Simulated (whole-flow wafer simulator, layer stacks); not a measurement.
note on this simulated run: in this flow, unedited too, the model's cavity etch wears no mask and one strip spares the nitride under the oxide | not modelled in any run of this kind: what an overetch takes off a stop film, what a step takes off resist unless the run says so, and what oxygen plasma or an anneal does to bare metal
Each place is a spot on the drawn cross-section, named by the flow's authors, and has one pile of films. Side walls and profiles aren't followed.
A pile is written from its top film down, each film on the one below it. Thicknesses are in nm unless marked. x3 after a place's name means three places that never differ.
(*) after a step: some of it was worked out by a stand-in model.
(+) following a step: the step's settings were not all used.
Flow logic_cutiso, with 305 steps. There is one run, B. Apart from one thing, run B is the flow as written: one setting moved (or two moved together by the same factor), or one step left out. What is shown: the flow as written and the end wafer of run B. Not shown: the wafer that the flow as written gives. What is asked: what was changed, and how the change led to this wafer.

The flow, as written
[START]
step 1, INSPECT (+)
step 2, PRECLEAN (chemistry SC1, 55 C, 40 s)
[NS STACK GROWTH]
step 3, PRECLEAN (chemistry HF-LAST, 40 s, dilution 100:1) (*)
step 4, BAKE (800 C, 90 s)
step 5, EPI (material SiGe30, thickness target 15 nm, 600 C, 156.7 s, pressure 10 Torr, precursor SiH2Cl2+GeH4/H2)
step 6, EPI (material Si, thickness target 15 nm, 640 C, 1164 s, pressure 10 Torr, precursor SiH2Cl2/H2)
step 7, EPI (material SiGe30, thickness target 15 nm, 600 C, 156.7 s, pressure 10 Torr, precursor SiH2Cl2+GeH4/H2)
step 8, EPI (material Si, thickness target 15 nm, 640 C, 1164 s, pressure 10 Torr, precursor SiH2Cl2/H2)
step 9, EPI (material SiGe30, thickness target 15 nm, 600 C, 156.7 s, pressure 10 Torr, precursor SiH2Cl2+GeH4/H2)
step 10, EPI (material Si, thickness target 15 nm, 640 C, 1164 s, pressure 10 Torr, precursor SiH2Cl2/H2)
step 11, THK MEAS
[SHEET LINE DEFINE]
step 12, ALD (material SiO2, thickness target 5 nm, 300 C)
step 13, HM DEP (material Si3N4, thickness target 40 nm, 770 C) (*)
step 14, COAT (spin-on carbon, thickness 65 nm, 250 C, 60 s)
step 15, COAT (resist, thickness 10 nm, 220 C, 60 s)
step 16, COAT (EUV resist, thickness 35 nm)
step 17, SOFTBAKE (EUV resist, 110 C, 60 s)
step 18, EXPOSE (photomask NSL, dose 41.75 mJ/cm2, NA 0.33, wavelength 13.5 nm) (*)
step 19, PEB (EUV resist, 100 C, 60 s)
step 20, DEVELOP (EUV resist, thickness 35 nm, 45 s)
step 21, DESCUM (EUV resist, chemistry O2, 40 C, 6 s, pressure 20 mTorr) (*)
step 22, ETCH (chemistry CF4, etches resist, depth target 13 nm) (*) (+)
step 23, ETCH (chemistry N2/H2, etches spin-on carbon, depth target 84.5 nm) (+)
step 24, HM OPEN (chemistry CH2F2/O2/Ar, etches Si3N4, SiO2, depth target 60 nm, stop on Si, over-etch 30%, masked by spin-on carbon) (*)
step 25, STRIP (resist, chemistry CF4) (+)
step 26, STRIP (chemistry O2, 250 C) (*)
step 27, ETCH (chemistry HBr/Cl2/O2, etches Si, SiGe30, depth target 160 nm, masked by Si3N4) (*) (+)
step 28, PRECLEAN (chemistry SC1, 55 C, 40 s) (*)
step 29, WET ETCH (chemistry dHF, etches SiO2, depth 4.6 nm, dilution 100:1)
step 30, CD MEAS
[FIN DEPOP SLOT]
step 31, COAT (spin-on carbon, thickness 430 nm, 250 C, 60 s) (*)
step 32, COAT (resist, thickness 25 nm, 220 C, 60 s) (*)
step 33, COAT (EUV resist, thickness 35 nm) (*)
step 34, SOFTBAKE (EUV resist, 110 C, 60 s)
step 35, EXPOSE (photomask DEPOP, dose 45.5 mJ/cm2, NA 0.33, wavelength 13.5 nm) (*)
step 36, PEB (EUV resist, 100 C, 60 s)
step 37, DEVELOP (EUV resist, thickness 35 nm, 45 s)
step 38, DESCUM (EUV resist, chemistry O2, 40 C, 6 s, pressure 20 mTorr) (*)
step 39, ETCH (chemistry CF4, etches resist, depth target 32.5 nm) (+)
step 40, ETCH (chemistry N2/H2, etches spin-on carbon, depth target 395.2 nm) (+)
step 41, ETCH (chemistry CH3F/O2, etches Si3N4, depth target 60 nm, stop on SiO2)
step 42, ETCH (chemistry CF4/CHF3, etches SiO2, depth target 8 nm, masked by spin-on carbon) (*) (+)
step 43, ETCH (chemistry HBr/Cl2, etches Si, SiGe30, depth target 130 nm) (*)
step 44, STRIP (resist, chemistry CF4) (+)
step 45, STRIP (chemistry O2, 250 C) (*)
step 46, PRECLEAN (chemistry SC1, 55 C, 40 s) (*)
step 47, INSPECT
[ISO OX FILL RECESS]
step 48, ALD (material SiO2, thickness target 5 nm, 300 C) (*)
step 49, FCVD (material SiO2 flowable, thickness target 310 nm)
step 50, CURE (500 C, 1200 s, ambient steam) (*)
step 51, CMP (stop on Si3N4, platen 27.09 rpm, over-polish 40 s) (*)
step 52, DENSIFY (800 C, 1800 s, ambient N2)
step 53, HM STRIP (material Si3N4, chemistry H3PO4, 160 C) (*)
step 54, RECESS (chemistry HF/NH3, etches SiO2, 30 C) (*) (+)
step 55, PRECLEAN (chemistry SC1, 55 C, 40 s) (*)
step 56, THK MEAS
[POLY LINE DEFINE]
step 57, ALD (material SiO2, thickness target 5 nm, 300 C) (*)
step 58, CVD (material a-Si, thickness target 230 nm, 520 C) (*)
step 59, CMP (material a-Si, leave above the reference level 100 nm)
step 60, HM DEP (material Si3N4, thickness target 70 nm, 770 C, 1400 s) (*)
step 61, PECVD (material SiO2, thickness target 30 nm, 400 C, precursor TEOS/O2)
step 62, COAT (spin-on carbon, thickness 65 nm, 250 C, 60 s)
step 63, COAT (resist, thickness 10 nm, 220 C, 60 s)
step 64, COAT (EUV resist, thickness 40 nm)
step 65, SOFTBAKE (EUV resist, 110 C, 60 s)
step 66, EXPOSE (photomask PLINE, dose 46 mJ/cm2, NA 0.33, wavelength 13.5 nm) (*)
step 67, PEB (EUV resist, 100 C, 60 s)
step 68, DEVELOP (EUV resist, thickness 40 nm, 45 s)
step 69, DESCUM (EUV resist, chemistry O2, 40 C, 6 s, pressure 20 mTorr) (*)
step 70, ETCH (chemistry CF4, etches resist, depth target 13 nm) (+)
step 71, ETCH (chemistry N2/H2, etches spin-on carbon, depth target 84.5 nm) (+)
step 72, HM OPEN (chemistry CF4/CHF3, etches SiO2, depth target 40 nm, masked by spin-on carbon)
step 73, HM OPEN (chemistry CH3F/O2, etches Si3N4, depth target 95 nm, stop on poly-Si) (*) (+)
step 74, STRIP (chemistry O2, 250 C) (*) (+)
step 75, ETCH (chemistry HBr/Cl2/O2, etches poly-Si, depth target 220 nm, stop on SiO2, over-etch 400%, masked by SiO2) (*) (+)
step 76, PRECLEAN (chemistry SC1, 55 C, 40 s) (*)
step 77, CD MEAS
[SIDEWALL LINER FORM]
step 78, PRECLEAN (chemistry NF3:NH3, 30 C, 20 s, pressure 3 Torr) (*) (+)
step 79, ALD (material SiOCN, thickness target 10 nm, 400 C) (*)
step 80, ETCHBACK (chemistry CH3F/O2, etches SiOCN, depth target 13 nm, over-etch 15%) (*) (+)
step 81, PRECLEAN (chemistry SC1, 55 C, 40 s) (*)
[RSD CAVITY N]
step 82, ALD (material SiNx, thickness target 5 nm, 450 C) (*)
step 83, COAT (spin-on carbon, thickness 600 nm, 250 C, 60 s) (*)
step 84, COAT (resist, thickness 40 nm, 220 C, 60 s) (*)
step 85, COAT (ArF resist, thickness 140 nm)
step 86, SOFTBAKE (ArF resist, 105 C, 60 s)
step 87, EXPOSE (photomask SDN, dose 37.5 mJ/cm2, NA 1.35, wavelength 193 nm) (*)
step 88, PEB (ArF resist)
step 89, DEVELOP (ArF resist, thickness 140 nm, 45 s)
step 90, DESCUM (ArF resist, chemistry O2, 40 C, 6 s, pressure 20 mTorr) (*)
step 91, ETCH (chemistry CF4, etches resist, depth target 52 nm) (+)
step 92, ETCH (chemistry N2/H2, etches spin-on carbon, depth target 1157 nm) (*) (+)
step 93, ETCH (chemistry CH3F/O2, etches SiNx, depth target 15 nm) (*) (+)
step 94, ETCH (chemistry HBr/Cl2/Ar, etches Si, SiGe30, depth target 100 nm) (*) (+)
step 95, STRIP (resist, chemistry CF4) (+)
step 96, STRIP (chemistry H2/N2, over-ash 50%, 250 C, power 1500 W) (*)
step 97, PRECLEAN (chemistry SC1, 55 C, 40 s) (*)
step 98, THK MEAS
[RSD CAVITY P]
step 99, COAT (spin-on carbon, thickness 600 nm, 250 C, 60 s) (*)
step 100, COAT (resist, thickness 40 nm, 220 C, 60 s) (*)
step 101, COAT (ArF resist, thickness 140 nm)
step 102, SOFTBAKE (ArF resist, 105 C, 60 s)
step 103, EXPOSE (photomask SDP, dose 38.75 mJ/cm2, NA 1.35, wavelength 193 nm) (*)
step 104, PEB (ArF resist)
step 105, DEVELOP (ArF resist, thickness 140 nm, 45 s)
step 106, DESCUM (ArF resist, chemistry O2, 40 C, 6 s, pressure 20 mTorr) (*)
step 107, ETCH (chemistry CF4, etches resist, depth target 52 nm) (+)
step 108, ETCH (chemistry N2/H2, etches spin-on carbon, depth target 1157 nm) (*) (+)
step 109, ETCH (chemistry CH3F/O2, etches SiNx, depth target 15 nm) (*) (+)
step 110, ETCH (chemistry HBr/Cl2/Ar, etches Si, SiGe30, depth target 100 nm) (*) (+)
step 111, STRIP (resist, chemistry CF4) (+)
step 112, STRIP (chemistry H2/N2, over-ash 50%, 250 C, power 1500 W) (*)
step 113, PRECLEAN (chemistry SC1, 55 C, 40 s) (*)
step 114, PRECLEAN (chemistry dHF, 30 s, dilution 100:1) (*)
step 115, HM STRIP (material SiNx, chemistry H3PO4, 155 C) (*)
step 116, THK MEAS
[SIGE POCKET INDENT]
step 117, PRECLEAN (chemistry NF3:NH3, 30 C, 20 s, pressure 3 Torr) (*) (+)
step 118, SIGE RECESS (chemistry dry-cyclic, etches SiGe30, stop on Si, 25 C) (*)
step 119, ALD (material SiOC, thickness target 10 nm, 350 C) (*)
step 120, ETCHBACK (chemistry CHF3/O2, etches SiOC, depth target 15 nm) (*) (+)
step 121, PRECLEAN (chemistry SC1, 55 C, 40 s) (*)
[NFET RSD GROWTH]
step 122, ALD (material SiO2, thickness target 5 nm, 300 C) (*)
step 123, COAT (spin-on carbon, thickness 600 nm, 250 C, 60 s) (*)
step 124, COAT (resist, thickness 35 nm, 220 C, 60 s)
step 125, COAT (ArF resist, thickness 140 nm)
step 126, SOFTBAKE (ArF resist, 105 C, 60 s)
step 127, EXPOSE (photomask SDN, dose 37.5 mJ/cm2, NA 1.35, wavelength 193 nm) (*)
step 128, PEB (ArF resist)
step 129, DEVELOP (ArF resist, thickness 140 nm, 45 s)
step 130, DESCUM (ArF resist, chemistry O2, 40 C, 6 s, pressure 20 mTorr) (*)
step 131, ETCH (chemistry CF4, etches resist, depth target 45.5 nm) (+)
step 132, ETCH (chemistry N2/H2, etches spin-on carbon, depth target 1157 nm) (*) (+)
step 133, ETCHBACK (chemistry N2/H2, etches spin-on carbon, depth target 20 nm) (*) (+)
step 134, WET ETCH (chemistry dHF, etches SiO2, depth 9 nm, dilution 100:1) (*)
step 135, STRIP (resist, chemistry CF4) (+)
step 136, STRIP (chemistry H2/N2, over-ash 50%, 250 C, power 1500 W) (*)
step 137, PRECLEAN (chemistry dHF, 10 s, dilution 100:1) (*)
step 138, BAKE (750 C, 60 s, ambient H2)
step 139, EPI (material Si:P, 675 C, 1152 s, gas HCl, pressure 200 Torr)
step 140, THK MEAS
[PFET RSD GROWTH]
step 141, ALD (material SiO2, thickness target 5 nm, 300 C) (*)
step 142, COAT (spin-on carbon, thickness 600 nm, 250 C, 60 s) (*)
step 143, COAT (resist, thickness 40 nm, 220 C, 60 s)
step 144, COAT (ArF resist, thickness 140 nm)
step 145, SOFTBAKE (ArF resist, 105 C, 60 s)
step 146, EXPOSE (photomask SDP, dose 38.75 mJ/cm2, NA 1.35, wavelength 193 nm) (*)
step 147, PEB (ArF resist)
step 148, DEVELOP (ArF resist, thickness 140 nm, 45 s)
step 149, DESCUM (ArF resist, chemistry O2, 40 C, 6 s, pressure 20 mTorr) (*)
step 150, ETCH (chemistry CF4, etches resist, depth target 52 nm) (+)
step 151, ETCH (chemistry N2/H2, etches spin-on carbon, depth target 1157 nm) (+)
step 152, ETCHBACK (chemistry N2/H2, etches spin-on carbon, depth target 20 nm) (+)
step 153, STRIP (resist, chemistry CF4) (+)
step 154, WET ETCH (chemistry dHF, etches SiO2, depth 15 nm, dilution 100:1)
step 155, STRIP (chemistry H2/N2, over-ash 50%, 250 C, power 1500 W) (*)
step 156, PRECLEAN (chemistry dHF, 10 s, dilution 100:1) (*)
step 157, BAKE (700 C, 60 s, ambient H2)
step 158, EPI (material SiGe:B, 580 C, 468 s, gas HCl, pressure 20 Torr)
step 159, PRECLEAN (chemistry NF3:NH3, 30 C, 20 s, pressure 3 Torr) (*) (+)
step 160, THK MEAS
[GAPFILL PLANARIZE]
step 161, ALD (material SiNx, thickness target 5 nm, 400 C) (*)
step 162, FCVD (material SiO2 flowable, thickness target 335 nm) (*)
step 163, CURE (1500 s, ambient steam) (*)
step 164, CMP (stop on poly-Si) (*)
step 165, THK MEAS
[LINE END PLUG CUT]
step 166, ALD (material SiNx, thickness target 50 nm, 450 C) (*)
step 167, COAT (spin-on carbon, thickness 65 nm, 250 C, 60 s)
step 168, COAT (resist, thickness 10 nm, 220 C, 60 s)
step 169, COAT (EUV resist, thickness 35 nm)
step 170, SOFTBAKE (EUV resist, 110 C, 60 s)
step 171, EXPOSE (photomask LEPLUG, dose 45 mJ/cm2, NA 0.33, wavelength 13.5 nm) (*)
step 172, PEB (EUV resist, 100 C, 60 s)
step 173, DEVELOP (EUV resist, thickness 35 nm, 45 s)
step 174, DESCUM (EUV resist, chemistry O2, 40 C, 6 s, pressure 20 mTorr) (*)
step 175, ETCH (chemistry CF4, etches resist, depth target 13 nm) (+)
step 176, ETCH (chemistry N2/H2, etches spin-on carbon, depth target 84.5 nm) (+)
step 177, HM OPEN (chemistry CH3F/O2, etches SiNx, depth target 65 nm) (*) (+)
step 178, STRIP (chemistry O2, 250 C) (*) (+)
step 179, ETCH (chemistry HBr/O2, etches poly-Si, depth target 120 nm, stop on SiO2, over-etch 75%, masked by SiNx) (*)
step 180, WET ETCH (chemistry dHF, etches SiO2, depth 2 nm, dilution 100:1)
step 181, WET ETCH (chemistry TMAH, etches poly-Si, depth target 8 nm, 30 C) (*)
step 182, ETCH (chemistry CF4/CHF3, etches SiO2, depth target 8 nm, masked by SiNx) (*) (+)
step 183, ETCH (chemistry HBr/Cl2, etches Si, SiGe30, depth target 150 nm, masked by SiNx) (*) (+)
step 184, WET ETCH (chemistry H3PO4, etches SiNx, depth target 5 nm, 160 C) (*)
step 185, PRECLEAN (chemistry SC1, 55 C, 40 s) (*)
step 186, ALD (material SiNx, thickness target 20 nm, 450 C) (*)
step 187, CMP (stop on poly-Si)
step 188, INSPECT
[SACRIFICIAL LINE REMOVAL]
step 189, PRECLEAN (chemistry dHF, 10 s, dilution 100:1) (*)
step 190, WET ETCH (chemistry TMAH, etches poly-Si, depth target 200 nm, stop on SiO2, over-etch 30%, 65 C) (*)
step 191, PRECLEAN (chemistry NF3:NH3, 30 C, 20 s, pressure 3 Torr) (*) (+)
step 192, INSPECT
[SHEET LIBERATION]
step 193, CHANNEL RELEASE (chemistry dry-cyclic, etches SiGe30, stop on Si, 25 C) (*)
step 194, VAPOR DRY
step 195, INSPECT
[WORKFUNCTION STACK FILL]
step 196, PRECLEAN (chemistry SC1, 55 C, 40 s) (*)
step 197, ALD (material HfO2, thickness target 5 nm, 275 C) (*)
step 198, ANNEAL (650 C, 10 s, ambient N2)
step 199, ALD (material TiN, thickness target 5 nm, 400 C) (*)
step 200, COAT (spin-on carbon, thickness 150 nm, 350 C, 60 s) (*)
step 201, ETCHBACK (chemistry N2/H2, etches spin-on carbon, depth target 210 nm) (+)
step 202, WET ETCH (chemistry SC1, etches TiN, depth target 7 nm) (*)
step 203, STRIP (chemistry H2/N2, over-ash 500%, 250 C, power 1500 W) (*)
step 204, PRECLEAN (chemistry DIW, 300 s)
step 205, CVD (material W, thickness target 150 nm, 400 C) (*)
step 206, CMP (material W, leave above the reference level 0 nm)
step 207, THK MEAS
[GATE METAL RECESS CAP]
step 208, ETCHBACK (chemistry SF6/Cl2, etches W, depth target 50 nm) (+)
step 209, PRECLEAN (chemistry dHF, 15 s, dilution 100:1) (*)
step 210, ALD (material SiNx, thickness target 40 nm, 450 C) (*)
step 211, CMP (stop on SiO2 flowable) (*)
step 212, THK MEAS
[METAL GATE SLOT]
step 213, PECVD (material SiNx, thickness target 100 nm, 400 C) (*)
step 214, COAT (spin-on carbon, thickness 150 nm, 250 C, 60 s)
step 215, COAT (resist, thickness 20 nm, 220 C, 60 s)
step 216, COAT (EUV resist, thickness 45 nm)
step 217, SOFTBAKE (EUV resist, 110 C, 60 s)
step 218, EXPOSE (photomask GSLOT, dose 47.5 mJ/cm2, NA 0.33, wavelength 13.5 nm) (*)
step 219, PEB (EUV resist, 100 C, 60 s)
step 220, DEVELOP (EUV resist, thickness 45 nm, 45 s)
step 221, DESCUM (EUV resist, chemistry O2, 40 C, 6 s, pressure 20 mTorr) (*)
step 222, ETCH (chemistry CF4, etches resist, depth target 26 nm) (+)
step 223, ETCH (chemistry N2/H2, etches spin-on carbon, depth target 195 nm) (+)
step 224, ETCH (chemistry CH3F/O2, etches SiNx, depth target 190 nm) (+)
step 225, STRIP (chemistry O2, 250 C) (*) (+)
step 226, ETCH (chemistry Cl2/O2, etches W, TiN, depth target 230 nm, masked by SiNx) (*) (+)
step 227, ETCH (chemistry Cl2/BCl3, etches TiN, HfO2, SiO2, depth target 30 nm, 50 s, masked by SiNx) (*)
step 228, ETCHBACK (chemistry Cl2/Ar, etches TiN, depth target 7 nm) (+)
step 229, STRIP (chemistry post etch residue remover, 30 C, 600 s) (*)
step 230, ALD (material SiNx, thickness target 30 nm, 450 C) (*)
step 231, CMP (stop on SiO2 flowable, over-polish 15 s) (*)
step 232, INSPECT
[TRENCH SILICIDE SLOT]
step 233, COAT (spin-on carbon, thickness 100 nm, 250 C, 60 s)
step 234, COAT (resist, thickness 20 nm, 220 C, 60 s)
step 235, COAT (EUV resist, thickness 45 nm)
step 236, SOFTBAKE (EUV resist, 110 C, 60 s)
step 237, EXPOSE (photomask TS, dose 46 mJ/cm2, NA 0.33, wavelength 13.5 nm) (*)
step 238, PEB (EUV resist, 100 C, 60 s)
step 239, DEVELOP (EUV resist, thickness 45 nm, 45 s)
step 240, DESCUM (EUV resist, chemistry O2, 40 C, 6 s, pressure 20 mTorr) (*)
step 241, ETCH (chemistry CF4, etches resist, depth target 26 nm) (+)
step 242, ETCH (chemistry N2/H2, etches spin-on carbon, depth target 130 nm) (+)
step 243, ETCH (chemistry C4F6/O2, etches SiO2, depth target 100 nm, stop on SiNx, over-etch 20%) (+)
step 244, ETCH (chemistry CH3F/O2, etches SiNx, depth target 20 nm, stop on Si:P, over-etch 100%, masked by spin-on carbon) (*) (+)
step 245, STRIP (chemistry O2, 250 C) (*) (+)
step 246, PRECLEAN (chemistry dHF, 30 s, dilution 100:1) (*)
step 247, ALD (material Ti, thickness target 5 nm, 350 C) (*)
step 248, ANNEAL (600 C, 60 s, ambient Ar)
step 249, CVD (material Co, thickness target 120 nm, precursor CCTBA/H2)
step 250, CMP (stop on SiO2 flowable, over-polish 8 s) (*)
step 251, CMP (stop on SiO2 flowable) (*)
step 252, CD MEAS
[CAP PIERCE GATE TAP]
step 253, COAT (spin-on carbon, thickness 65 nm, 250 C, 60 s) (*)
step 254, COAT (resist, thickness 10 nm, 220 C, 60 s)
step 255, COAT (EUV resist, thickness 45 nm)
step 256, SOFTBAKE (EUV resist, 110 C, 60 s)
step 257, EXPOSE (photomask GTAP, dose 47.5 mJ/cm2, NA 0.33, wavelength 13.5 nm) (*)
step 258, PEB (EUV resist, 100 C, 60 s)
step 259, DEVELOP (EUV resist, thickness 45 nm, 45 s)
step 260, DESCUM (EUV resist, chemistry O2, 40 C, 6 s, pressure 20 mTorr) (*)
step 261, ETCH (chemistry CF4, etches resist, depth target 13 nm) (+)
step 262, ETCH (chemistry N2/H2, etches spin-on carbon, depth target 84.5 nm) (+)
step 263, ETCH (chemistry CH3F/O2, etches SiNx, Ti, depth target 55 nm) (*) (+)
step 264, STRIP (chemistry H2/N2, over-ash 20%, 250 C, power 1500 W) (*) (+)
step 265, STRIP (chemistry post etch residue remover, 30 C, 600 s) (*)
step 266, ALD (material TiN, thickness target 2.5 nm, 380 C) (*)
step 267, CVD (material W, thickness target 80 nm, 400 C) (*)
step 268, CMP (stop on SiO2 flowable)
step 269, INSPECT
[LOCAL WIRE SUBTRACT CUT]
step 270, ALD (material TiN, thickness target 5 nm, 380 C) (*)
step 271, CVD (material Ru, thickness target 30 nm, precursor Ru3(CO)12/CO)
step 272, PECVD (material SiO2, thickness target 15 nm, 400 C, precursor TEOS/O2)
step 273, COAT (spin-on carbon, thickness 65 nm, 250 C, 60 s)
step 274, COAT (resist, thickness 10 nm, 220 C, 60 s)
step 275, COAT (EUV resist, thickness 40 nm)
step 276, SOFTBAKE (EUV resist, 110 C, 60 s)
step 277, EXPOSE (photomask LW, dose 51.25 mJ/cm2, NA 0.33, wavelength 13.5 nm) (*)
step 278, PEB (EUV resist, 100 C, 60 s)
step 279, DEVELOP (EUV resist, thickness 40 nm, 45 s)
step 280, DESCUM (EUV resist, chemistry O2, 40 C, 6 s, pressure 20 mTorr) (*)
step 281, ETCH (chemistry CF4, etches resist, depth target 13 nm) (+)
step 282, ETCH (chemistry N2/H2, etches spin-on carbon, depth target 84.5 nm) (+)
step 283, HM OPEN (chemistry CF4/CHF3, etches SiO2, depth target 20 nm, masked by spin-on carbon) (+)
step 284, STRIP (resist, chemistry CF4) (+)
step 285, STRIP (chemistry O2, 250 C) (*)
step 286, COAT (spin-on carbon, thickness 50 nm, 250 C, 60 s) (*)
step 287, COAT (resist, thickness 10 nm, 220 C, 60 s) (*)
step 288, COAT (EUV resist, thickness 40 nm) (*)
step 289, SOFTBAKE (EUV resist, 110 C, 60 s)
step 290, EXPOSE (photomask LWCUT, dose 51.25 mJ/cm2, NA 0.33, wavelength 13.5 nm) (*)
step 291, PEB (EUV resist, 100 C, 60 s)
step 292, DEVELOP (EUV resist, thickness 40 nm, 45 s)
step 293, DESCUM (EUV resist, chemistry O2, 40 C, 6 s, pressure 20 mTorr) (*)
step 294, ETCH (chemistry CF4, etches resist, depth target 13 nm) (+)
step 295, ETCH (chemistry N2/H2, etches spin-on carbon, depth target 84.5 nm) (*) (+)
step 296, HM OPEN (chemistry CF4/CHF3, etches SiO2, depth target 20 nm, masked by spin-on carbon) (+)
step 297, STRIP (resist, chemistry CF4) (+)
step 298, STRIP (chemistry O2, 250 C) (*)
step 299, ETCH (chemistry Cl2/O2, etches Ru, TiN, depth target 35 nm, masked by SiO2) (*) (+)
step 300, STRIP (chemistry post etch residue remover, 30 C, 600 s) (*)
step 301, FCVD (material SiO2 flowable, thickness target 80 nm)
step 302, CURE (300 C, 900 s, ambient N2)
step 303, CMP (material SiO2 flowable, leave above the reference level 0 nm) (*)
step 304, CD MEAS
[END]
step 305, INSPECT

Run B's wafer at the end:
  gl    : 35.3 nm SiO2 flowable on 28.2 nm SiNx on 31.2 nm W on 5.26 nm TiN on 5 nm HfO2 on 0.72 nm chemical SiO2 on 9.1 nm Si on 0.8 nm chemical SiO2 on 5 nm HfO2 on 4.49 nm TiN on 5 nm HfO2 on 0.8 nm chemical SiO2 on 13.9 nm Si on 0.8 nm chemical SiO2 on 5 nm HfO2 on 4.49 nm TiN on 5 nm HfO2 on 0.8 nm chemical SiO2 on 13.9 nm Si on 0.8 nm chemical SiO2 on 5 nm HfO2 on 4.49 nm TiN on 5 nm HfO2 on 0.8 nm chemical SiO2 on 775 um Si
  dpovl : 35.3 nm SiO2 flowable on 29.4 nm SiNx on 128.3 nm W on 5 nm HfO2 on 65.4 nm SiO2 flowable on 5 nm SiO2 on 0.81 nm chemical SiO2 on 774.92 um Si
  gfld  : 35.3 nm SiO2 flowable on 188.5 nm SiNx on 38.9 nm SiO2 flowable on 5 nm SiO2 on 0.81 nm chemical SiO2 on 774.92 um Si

Cause: step 10, EPI: 873.3 s was run, though the flow has 1164 s.

The path from the change to this, step by step:
  step 10, EPI (material Si, thickness target 15 nm, 640 C, 1164 s, pressure 10 Torr, precursor SiH2Cl2/H2)
      depop, dpovl, gfld and 19 more: Si gains 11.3 (new film) (it would be, as written: Si gains 15 (new film))
  step 27, ETCH (chemistry HBr/Cl2/O2, etches Si, SiGe30, depth target 160 nm, masked by Si3N4) (*) (+)
      gfld, gxf, iso, lnri: chemical SiO2 loses 0.79 (all of it), Si loses 7.6 (all of it), SiGe30 loses 15 (all of it), Si loses 15 (all of it), SiGe30 loses 15 (all of it), Si loses 15 (all of it), SiGe30 loses 15 (all of it), Si loses 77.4 (it would be, as written: chemical SiO2 loses 0.79 (all of it), Si loses 11.4 (all of it), SiGe30 loses 15 (all of it), Si loses 15 (all of it), SiGe30 loses 15 (all of it), Si loses 15 (all of it), SiGe30 loses 15 (all of it), Si loses 73.6)
      dpovl, nsgap: chemical SiO2 loses 0.79 (all of it), Si loses 8 (all of it), SiGe30 loses 15 (all of it), Si loses 15 (all of it), SiGe30 loses 15 (all of it), Si loses 15 (all of it), SiGe30 loses 15 (all of it), Si loses 77 (it would be, as written: chemical SiO2 loses 0.79 (all of it), Si loses 11.8 (all of it), SiGe30 loses 15 (all of it), Si loses 15 (all of it), SiGe30 loses 15 (all of it), Si loses 15 (all of it), SiGe30 loses 15 (all of it), Si loses 73.2)
      (as well as at 1 more place)
  step 43, ETCH (chemistry HBr/Cl2, etches Si, SiGe30, depth target 130 nm) (*)
      depop: Si loses 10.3 (all of it), SiGe30 loses 15 (all of it), Si loses 15 (all of it), SiGe30 loses 15 (all of it), Si loses 15 (all of it), SiGe30 loses 15 (all of it), Si loses 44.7 (it would be, as written: Si loses 14 (all of it), SiGe30 loses 15 (all of it), Si loses 15 (all of it), SiGe30 loses 15 (all of it), Si loses 15 (all of it), SiGe30 loses 15 (all of it), Si loses 41)
  step 94, ETCH (chemistry HBr/Cl2/Ar, etches Si, SiGe30, depth target 100 nm) (*) (+)
      rsdn, rsdx: chemical SiO2 loses 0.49 (all of it), Si loses 9.07 (all of it), SiGe30 loses 15 (all of it), Si loses 15 (all of it), SiGe30 loses 15 (all of it), Si loses 15 (all of it), SiGe30 loses 15 (all of it), Si loses 15.9 (it would be, as written: chemical SiO2 loses 0.49 (all of it), Si loses 12.8 (all of it), SiGe30 loses 15 (all of it), Si loses 15 (all of it), SiGe30 loses 15 (all of it), Si loses 15 (all of it), SiGe30 loses 15 (all of it), Si loses 12.2)
  step 110, ETCH (chemistry HBr/Cl2/Ar, etches Si, SiGe30, depth target 100 nm) (*) (+)
      rsdp, rsdw: chemical SiO2 loses 0.49 (all of it), Si loses 9.07 (all of it), SiGe30 loses 15 (all of it), Si loses 15 (all of it), SiGe30 loses 15 (all of it), Si loses 15 (all of it), SiGe30 loses 15 (all of it), Si loses 15.9 (it would be, as written: chemical SiO2 loses 0.49 (all of it), Si loses 12.8 (all of it), SiGe30 loses 15 (all of it), Si loses 15 (all of it), SiGe30 loses 15 (all of it), Si loses 15 (all of it), SiGe30 loses 15 (all of it), Si loses 12.2)
  step 183, ETCH (chemistry HBr/Cl2, etches Si, SiGe30, depth target 150 nm, masked by SiNx) (*) (+)
      plug: Si loses 9.8 (all of it), SiGe30 loses 15 (all of it), Si loses 15 (all of it), SiGe30 loses 15 (all of it), Si loses 15 (all of it), SiGe30 loses 15 (all of it), Si loses 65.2 (it would be, as written: Si loses 13.6 (all of it), SiGe30 loses 15 (all of it), Si loses 15 (all of it), SiGe30 loses 15 (all of it), Si loses 15 (all of it), SiGe30 loses 15 (all of it), Si loses 61.4)
